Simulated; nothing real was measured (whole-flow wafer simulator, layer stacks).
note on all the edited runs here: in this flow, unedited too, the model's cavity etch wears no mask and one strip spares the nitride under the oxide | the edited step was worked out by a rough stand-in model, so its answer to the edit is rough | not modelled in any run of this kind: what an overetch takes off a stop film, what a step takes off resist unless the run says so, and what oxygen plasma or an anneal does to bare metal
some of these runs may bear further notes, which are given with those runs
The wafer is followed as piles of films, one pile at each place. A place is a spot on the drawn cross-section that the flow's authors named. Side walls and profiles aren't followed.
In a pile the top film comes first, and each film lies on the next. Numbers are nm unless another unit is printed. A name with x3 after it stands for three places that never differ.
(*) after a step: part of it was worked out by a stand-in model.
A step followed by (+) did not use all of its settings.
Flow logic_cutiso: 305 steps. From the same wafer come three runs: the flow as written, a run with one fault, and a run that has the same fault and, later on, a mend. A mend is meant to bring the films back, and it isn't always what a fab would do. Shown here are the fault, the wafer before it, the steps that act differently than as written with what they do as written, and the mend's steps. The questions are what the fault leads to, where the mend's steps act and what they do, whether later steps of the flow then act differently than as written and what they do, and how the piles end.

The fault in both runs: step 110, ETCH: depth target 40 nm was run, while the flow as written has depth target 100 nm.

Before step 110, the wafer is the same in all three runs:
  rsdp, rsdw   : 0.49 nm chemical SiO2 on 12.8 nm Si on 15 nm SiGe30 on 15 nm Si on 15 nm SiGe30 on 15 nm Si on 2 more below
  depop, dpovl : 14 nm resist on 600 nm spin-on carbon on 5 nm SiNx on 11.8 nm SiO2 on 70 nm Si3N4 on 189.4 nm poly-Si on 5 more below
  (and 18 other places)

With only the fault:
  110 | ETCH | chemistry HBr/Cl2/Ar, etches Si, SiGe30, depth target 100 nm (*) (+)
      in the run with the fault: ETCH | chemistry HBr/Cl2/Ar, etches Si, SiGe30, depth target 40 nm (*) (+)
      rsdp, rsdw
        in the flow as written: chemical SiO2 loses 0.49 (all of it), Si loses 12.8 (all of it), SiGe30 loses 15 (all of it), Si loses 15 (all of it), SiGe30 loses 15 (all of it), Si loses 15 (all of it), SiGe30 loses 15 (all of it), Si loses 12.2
        in the run with the fault: chemical SiO2 loses 0.49 (all of it), Si loses 12.8 (all of it), SiGe30 loses 15 (all of it), Si loses 12.2
  Steps further on in the flow that do not act as written (11 more steps, not shown, differ only slightly: by at most 2% or 0.5 nm, whichever is larger):
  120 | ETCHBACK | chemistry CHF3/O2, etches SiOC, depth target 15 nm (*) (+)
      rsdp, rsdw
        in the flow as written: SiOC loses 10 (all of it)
        in the run with the fault: SiOC loses 10 (all of it), Si loses 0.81
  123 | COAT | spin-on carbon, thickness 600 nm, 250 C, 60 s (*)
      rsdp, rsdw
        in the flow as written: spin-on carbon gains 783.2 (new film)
        in the run with the fault: spin-on carbon gains 731.9 (new film)
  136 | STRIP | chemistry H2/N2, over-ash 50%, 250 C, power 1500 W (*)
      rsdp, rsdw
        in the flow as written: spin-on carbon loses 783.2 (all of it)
        in the run with the fault: spin-on carbon loses 731.9 (all of it)
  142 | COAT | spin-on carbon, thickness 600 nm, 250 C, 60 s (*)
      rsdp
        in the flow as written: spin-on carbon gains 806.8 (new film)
        in the run with the fault: spin-on carbon gains 753.7 (new film)
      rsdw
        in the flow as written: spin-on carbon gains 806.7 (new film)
        in the run with the fault: spin-on carbon gains 753.7 (new film)
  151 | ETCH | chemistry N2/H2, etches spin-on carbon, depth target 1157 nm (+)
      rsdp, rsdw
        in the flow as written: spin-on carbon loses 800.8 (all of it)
        in the run with the fault: spin-on carbon loses 747.7 (all of it), SiO2 loses 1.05
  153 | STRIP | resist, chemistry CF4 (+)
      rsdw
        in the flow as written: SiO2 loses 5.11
        in the run with the fault: SiO2 loses 5.68
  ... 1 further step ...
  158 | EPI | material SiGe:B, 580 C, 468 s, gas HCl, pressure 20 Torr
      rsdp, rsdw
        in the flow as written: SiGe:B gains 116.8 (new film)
        in the run with the fault: SiGe:B gains 57.8 (new film)
  At rsdp, rsdw, the piles at the end differ from the flow's by more than 2% or 0.5 nm, whichever is larger.
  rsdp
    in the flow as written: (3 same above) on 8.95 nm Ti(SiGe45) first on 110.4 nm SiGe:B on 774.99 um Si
    in the run with the fault: (3 same above) on 8.95 nm Ti(SiGe45) first on 51.3 nm SiGe:B on 1.11 nm Si on 15 nm SiGe30 on 15 nm Si on 15 nm SiGe30 on 775 um Si
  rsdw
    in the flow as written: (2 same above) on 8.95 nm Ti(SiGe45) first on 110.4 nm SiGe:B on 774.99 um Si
    in the run with the fault: (2 same above) on 8.95 nm Ti(SiGe45) first on 51.3 nm SiGe:B on 1.11 nm Si on 15 nm SiGe30 on 15 nm Si on 15 nm SiGe30 on 775 um Si

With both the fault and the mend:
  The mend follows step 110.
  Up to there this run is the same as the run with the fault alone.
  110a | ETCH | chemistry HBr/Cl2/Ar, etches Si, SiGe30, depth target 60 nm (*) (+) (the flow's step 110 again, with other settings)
      rsdp, rsdw
        Si loses 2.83 (all of it), SiGe30 loses 15 (all of it), Si loses 15 (all of it), SiGe30 loses 15 (all of it), Si loses 12.2
  Every later step of the flow that is run acts as written at every place that is followed.
  At every place that both follow, the piles at the end match the flow's.
